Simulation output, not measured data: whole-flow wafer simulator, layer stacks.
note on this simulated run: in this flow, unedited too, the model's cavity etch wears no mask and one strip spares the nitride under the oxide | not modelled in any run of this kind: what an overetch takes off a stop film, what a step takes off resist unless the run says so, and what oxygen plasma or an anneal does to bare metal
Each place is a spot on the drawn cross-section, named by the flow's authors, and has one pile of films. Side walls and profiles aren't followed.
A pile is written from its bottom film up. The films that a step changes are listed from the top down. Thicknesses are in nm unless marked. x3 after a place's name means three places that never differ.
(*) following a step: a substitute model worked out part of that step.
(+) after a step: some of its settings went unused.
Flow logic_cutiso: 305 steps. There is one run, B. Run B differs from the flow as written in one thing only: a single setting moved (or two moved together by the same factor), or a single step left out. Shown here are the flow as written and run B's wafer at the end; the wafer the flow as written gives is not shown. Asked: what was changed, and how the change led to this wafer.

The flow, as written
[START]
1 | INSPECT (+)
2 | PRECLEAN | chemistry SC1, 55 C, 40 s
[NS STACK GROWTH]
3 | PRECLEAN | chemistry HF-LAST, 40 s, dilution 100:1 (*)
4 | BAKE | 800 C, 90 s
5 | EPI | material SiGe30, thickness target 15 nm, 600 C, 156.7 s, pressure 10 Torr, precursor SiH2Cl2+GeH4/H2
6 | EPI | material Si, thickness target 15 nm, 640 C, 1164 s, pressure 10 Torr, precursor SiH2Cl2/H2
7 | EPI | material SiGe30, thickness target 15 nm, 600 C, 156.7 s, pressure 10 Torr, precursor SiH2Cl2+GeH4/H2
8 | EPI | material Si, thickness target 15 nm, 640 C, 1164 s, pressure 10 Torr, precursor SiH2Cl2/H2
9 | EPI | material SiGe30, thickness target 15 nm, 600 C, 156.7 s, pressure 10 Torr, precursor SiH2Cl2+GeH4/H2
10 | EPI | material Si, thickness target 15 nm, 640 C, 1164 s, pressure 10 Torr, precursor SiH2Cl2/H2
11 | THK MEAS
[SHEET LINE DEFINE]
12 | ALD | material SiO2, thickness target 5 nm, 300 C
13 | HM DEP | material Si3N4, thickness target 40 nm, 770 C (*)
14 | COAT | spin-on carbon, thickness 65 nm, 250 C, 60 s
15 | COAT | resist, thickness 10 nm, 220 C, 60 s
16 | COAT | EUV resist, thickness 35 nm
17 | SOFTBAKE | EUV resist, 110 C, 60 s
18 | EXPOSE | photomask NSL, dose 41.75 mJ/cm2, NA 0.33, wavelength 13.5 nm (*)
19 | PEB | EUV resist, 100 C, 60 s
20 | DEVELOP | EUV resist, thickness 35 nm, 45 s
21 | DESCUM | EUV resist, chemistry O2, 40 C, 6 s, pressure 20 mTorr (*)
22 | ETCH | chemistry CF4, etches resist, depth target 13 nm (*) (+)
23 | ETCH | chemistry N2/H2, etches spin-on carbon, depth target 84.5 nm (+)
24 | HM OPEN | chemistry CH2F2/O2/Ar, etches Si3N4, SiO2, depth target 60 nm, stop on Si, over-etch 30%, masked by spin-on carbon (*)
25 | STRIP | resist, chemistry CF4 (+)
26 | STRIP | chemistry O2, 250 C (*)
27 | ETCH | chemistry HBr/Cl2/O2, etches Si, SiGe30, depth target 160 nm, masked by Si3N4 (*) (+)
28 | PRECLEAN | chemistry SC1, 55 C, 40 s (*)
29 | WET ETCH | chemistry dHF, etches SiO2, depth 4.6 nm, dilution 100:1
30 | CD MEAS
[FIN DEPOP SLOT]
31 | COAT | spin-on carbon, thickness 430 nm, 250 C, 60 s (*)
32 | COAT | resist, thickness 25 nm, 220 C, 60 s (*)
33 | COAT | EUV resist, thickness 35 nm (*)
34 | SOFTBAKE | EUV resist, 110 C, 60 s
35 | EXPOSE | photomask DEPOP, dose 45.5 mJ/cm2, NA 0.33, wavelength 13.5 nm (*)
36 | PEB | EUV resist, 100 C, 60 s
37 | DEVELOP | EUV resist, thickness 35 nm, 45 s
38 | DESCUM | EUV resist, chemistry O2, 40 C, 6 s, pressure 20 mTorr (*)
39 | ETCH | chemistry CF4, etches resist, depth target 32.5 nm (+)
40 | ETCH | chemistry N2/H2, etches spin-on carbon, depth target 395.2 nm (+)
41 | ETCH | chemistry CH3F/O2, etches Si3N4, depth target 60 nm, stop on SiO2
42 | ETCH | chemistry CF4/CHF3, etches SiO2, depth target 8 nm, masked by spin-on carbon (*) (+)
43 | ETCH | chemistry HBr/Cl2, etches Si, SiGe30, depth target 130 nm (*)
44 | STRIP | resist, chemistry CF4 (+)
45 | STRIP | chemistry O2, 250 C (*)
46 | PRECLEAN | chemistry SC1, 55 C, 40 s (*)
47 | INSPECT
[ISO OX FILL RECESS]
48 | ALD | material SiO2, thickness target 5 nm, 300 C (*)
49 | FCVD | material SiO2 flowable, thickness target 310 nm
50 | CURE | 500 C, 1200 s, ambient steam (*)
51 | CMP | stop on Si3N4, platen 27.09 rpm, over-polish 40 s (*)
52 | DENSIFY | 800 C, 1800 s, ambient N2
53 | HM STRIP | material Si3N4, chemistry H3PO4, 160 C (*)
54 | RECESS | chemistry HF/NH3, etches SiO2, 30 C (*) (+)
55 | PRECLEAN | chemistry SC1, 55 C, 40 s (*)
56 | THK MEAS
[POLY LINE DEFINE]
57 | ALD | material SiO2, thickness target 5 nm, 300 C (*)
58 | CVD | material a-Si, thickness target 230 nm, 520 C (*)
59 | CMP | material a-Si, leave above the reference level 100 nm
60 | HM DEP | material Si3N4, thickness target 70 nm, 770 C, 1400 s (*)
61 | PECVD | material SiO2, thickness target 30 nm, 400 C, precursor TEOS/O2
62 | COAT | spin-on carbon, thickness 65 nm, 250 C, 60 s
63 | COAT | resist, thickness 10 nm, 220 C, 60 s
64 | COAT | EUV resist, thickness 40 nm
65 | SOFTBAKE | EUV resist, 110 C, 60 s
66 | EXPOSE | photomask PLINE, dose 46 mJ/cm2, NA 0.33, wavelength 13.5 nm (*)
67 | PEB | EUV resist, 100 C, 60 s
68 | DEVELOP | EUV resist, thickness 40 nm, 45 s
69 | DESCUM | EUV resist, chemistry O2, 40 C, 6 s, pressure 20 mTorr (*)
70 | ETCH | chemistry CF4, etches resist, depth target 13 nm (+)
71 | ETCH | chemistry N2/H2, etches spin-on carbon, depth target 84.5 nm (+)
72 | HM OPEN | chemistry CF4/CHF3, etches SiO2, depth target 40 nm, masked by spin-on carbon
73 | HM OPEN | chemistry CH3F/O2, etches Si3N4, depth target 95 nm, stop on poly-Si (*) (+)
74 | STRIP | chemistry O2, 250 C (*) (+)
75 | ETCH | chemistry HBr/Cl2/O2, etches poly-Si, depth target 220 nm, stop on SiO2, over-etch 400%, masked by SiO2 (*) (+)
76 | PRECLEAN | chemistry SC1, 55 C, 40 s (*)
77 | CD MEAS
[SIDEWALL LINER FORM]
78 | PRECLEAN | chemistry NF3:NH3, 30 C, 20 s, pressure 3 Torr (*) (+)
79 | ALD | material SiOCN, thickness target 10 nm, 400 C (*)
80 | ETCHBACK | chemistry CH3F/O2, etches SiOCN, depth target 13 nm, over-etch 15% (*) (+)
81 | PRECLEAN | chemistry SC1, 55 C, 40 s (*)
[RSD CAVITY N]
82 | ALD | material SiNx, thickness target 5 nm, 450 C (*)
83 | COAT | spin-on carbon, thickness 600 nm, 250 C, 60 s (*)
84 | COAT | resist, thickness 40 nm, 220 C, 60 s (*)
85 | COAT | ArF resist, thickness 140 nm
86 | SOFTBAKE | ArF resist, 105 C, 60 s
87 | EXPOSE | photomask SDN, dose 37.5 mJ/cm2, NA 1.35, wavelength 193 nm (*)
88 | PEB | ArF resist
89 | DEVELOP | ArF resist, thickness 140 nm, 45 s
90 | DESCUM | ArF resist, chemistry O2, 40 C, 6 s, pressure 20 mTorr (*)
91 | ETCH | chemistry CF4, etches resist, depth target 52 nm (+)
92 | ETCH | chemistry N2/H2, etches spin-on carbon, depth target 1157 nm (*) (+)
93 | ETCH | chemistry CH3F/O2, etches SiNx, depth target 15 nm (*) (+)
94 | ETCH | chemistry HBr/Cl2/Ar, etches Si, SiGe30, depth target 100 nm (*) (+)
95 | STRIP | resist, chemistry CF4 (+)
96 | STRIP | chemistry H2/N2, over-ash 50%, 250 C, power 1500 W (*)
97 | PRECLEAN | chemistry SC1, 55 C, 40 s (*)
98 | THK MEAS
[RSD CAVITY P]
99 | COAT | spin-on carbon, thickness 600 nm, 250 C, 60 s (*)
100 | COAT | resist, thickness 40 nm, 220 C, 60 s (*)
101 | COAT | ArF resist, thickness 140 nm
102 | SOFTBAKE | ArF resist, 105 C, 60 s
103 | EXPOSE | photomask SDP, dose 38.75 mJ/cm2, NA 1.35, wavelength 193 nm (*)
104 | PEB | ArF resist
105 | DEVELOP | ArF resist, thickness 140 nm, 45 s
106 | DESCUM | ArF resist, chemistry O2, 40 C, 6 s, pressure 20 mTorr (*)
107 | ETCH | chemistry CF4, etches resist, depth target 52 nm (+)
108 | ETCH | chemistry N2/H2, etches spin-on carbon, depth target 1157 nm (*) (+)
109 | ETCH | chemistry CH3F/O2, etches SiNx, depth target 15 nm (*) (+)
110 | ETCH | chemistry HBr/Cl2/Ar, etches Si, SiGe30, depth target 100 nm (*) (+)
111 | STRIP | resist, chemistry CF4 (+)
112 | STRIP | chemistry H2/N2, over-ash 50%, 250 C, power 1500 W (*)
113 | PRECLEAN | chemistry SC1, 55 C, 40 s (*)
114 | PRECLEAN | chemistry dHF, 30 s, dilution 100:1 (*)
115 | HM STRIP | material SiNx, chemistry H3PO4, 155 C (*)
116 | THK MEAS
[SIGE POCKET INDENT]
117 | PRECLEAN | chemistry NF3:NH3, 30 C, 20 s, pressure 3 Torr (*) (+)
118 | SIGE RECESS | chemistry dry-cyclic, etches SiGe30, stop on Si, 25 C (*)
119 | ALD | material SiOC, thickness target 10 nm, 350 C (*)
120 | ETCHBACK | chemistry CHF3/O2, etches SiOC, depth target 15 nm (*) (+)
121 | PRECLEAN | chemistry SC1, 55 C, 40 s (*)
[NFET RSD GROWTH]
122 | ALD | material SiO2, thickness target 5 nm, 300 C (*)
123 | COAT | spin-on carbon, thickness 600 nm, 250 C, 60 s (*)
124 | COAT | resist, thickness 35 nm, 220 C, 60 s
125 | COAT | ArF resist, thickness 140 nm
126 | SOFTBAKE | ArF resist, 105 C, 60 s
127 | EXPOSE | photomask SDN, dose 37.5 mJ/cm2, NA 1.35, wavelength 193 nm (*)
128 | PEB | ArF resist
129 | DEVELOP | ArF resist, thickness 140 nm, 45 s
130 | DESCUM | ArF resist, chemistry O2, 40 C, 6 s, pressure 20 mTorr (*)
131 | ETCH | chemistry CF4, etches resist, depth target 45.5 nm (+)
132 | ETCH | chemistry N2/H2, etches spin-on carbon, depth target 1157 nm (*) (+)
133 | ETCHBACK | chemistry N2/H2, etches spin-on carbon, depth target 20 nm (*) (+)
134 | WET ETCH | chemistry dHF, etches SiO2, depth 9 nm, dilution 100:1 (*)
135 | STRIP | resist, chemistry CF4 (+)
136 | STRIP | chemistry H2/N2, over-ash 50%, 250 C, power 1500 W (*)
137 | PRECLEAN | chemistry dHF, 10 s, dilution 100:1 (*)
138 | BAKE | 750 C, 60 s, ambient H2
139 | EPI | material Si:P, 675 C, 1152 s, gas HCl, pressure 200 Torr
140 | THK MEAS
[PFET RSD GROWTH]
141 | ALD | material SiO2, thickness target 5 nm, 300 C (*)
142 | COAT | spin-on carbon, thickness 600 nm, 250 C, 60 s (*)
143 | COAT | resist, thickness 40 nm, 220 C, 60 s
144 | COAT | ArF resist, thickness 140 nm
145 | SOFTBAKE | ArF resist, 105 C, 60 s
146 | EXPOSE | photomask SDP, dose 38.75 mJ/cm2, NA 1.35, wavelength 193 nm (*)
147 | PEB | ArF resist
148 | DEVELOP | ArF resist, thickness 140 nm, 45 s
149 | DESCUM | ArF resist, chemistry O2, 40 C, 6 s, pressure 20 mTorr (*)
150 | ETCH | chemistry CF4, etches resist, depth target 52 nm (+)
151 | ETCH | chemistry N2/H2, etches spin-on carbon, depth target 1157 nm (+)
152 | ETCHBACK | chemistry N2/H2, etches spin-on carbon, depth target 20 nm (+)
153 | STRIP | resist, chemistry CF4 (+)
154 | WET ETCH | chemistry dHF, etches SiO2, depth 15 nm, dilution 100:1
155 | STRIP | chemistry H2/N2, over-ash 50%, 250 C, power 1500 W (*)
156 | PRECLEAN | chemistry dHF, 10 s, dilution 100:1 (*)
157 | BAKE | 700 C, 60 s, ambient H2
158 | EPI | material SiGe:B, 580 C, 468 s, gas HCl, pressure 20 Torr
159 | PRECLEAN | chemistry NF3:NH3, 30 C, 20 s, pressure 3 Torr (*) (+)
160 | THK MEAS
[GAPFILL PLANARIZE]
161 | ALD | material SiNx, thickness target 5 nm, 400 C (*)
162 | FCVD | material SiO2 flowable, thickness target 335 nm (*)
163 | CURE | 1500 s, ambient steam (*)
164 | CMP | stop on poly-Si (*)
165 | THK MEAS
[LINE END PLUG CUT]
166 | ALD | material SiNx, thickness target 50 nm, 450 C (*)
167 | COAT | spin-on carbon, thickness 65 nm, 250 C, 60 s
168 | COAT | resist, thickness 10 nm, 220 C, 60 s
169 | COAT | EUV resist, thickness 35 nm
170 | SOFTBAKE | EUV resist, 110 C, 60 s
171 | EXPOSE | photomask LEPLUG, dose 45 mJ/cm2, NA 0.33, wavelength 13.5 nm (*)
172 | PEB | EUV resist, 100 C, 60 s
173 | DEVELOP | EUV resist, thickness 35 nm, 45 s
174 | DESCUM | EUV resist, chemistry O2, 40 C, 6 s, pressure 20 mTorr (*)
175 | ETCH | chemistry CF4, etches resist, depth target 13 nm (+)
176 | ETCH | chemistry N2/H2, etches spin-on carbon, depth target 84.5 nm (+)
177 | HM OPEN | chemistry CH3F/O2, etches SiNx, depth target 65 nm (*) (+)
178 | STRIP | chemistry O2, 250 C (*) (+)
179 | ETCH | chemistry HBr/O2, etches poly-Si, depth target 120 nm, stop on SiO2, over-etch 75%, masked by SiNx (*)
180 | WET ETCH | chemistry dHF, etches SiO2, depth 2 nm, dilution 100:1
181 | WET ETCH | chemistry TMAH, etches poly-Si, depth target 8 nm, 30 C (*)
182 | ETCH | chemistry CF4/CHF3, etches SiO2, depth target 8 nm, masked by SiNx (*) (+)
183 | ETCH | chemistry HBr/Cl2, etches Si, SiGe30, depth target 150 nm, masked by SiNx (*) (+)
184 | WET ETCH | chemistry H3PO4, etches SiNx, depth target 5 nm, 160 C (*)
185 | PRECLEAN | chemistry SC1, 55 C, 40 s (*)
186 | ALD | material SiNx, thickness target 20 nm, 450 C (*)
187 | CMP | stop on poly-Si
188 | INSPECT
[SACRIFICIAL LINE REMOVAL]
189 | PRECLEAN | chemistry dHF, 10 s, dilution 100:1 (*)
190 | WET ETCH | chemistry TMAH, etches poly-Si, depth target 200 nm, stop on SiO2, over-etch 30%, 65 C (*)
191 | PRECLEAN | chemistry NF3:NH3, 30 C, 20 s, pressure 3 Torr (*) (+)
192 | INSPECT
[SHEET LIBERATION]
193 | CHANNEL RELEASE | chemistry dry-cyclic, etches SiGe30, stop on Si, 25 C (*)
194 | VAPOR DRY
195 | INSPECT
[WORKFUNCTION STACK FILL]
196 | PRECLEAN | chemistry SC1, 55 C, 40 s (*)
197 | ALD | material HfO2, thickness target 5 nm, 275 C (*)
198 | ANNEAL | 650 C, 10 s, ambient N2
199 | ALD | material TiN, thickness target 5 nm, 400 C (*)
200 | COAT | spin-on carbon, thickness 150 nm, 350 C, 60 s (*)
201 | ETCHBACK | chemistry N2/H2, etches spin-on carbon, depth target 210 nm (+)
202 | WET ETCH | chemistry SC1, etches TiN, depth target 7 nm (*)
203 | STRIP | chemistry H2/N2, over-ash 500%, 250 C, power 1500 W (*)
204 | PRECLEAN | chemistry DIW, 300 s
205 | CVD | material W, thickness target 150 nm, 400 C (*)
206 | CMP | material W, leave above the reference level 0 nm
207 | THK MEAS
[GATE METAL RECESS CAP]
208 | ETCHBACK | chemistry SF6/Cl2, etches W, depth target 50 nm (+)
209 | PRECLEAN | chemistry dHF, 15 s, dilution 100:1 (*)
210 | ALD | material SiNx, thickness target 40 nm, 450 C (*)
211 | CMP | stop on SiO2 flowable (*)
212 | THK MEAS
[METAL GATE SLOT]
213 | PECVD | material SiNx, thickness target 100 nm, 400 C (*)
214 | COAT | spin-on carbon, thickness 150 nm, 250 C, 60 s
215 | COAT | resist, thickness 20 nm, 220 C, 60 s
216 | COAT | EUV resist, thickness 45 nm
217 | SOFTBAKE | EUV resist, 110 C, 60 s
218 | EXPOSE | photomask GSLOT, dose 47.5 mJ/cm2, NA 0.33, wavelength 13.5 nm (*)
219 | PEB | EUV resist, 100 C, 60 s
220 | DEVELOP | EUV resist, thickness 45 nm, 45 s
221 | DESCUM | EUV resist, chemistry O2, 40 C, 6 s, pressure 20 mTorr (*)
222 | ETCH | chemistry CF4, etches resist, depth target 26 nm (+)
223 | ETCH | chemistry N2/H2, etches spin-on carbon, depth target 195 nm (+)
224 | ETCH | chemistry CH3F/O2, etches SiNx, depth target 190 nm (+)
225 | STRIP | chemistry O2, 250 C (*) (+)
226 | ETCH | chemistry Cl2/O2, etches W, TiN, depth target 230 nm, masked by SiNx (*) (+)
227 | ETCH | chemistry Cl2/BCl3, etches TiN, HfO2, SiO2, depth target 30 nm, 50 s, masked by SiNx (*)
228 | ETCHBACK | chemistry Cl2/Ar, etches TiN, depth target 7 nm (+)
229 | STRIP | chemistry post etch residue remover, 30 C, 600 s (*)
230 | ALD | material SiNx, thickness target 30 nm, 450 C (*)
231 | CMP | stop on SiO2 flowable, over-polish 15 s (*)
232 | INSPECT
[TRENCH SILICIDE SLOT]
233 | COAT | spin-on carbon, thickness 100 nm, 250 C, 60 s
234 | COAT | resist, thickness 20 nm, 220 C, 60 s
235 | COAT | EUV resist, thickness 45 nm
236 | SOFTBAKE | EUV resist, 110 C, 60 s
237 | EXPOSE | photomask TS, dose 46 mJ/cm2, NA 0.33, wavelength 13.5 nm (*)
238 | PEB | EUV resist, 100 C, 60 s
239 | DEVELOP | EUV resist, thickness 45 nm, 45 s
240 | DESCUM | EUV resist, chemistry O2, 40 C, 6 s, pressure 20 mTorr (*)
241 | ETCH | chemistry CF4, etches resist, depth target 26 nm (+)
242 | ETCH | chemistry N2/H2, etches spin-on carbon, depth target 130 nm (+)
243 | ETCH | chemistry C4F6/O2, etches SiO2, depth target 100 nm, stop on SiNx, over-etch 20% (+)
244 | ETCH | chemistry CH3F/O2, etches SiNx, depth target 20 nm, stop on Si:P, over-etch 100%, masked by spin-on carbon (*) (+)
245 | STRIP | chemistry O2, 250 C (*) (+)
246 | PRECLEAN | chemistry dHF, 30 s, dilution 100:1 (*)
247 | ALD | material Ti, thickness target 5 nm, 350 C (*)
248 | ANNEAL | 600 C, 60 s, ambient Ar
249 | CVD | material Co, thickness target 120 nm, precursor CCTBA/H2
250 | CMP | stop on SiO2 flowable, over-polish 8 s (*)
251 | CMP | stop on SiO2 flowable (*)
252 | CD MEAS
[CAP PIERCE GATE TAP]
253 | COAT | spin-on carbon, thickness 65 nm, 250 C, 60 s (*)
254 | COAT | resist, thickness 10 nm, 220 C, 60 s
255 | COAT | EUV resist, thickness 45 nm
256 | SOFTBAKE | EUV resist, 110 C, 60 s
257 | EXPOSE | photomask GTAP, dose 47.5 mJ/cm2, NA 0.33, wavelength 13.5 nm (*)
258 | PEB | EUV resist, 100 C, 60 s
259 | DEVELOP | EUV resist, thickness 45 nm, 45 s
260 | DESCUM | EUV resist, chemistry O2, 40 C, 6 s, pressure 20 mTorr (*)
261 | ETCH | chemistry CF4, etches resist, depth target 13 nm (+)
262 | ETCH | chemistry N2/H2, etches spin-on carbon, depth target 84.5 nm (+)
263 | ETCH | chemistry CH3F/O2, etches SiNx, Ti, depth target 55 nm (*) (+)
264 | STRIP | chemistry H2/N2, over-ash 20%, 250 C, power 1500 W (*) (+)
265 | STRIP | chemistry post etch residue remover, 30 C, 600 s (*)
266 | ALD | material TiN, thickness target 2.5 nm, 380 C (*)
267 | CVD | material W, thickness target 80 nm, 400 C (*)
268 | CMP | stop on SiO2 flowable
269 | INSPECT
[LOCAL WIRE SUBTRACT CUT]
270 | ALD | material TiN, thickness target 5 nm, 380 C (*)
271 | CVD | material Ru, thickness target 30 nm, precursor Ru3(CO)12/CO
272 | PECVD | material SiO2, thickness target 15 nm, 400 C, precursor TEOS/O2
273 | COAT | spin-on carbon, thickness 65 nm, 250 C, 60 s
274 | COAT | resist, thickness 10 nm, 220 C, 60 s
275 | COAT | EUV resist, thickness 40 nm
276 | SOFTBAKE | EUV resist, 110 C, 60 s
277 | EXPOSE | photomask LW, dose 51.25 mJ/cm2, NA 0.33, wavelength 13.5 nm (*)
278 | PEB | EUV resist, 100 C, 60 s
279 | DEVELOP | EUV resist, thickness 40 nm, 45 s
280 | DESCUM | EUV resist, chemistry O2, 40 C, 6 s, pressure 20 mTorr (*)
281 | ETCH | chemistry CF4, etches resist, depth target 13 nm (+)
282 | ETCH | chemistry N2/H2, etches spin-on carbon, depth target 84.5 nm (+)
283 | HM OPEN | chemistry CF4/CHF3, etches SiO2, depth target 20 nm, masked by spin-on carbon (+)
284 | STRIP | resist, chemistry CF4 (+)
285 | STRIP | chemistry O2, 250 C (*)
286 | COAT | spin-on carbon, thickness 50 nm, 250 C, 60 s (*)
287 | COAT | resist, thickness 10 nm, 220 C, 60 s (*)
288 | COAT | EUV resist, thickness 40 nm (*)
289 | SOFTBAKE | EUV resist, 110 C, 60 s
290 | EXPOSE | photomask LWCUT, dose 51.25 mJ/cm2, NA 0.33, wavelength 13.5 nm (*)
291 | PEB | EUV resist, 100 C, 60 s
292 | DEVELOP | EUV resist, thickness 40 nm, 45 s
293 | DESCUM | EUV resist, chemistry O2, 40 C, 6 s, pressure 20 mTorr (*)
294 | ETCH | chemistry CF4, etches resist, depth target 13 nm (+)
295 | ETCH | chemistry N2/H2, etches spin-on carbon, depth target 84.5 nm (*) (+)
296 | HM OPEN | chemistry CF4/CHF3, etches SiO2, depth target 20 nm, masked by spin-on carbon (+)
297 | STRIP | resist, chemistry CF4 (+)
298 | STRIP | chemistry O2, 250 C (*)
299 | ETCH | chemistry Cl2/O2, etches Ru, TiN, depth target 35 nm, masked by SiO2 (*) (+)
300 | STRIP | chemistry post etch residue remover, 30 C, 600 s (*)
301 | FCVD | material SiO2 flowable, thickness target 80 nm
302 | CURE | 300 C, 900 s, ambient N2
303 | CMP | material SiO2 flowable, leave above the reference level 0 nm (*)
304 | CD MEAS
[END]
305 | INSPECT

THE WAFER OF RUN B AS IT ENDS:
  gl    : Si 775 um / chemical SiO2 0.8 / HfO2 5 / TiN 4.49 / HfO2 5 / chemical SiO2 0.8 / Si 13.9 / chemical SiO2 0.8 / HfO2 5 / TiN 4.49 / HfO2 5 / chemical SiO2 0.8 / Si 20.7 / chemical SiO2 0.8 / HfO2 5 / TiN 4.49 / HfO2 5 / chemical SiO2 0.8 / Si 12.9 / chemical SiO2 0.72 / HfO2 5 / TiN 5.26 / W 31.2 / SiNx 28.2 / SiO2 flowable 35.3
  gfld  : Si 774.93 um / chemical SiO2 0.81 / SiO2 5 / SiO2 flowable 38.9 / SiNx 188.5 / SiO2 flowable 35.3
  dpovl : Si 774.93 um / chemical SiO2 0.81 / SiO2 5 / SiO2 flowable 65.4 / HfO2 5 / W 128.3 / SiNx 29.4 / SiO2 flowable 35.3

The reason: step 8, EPI: thickness target 21.8 nm was run, though the flow has thickness target 15 nm; step 8, EPI: 1688 s was run, where the flow has 1164 s.

How this came from the change, step by step:
  8 | EPI | material Si, thickness target 15 nm, 640 C, 1164 s, pressure 10 Torr, precursor SiH2Cl2/H2
      depop, dpovl, gfld and 19 more: +21.8 Si (new film) (in the flow as written it would be: +15 Si (new film))
  27 | ETCH | chemistry HBr/Cl2/O2, etches Si, SiGe30, depth target 160 nm, masked by Si3N4 (*) (+)
      gfld, gxf, iso, lnri: -0.79 chemical SiO2 (all of it), -11.4 Si (all of it), -15 SiGe30 (all of it), -21.8 Si (all of it), -15 SiGe30 (all of it), -15 Si (all of it), -15 SiGe30 (all of it), -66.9 Si (in the flow as written it would be: -0.79 chemical SiO2 (all of it), -11.4 Si (all of it), -15 SiGe30 (all of it), -15 Si (all of it), -15 SiGe30 (all of it), -15 Si (all of it), -15 SiGe30 (all of it), -73.6 Si)
      dpovl, nsgap: -0.79 chemical SiO2 (all of it), -11.8 Si (all of it), -15 SiGe30 (all of it), -21.8 Si (all of it), -15 SiGe30 (all of it), -15 Si (all of it), -15 SiGe30 (all of it), -66.5 Si (in the flow as written it would be: -0.79 chemical SiO2 (all of it), -11.8 Si (all of it), -15 SiGe30 (all of it), -15 Si (all of it), -15 SiGe30 (all of it), -15 Si (all of it), -15 SiGe30 (all of it), -73.2 Si)
      (also at 1 further place)
  43 | ETCH | chemistry HBr/Cl2, etches Si, SiGe30, depth target 130 nm (*)
      depop: -14 Si (all of it), -15 SiGe30 (all of it), -21.8 Si (all of it), -15 SiGe30 (all of it), -15 Si (all of it), -15 SiGe30 (all of it), -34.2 Si (in the flow as written it would be: -14 Si (all of it), -15 SiGe30 (all of it), -15 Si (all of it), -15 SiGe30 (all of it), -15 Si (all of it), -15 SiGe30 (all of it), -41 Si)
  94 | ETCH | chemistry HBr/Cl2/Ar, etches Si, SiGe30, depth target 100 nm (*) (+)
      rsdn, rsdx: -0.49 chemical SiO2 (all of it), -12.8 Si (all of it), -15 SiGe30 (all of it), -21.8 Si (all of it), -15 SiGe30 (all of it), -15 Si (all of it), -15 SiGe30 (all of it), -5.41 Si (in the flow as written it would be: -0.49 chemical SiO2 (all of it), -12.8 Si (all of it), -15 SiGe30 (all of it), -15 Si (all of it), -15 SiGe30 (all of it), -15 Si (all of it), -15 SiGe30 (all of it), -12.2 Si)
  110 | ETCH | chemistry HBr/Cl2/Ar, etches Si, SiGe30, depth target 100 nm (*) (+)
      rsdp, rsdw: -0.49 chemical SiO2 (all of it), -12.8 Si (all of it), -15 SiGe30 (all of it), -21.8 Si (all of it), -15 SiGe30 (all of it), -15 Si (all of it), -15 SiGe30 (all of it), -5.41 Si (in the flow as written it would be: -0.49 chemical SiO2 (all of it), -12.8 Si (all of it), -15 SiGe30 (all of it), -15 Si (all of it), -15 SiGe30 (all of it), -15 Si (all of it), -15 SiGe30 (all of it), -12.2 Si)
  183 | ETCH | chemistry HBr/Cl2, etches Si, SiGe30, depth target 150 nm, masked by SiNx (*) (+)
      plug: -13.6 Si (all of it), -15 SiGe30 (all of it), -21.8 Si (all of it), -15 SiGe30 (all of it), -15 Si (all of it), -15 SiGe30 (all of it), -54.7 Si (in the flow as written it would be: -13.6 Si (all of it), -15 SiGe30 (all of it), -15 Si (all of it), -15 SiGe30 (all of it), -15 Si (all of it), -15 SiGe30 (all of it), -61.4 Si)
